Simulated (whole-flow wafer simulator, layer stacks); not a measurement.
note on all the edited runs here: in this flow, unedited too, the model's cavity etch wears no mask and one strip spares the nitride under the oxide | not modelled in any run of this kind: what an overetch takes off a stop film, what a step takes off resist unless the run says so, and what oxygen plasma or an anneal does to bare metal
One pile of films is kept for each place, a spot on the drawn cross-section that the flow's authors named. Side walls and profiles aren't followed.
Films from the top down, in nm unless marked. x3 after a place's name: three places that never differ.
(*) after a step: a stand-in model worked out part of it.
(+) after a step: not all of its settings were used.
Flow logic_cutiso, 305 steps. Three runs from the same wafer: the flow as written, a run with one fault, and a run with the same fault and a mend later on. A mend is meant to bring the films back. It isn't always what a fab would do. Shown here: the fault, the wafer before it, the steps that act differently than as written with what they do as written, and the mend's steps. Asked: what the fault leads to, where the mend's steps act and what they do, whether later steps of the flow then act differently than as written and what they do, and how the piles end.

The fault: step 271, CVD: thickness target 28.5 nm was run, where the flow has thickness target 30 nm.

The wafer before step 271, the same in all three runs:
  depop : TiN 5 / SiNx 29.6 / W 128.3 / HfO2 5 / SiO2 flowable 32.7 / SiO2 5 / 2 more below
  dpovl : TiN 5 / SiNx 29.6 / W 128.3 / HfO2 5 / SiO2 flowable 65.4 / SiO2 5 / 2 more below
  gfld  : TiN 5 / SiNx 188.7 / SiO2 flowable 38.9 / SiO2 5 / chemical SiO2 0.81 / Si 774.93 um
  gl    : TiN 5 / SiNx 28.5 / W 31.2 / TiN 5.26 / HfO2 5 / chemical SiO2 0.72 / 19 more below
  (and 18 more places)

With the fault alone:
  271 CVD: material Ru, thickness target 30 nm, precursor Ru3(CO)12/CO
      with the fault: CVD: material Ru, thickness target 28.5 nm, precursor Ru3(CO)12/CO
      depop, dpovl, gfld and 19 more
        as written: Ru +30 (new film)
        with the fault: Ru +28.5 (new film)
  Later steps of the flow that act differently than as written (1 more step differs only slightly, by at most 2% or 0.5 nm, whichever is larger, and isn't shown):
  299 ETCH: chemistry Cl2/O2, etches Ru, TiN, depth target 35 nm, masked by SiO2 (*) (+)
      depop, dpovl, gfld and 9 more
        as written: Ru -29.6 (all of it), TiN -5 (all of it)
        with the fault: Ru -28.1 (all of it), TiN -5 (all of it), SiNx -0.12
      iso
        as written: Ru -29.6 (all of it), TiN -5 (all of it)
        with the fault: Ru -28.1 (all of it), TiN -5 (all of it), SiO2 flowable -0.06
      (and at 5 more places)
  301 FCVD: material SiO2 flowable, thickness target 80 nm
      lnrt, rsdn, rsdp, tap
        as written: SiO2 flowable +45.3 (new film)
        with the fault: SiO2 flowable +46.3 (new film)
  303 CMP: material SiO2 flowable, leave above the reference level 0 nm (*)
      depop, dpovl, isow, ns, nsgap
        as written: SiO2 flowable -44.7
        with the fault: SiO2 flowable -46.1
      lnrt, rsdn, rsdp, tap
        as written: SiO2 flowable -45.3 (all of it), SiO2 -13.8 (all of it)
        with the fault: SiO2 flowable -46.3 (all of it), SiO2 -13.8 (all of it)
  At the end the piles differ from the flow's by more than 2% or 0.5 nm, whichever is larger, at depop, dpovl, gfld and 17 more.
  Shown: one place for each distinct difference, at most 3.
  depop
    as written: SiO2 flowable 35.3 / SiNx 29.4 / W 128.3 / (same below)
    with the fault: SiO2 flowable 33.9 / SiNx 29.3 / W 128.3 / (same below)
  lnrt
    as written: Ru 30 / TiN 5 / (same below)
    with the fault: Ru 28.5 / TiN 5 / (same below)
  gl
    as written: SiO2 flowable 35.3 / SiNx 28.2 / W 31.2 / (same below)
    with the fault: SiO2 flowable 33.9 / SiNx 28.1 / W 31.2 / (same below)

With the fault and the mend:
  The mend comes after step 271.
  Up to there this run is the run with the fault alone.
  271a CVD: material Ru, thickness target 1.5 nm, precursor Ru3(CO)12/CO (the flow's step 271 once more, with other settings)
      depop, dpovl, gfld and 19 more
        Ru +1.5
  No later step of the flow acts differently than as written at any place that is followed.
  At the end the piles are the same as the flow's at every place that both follow.
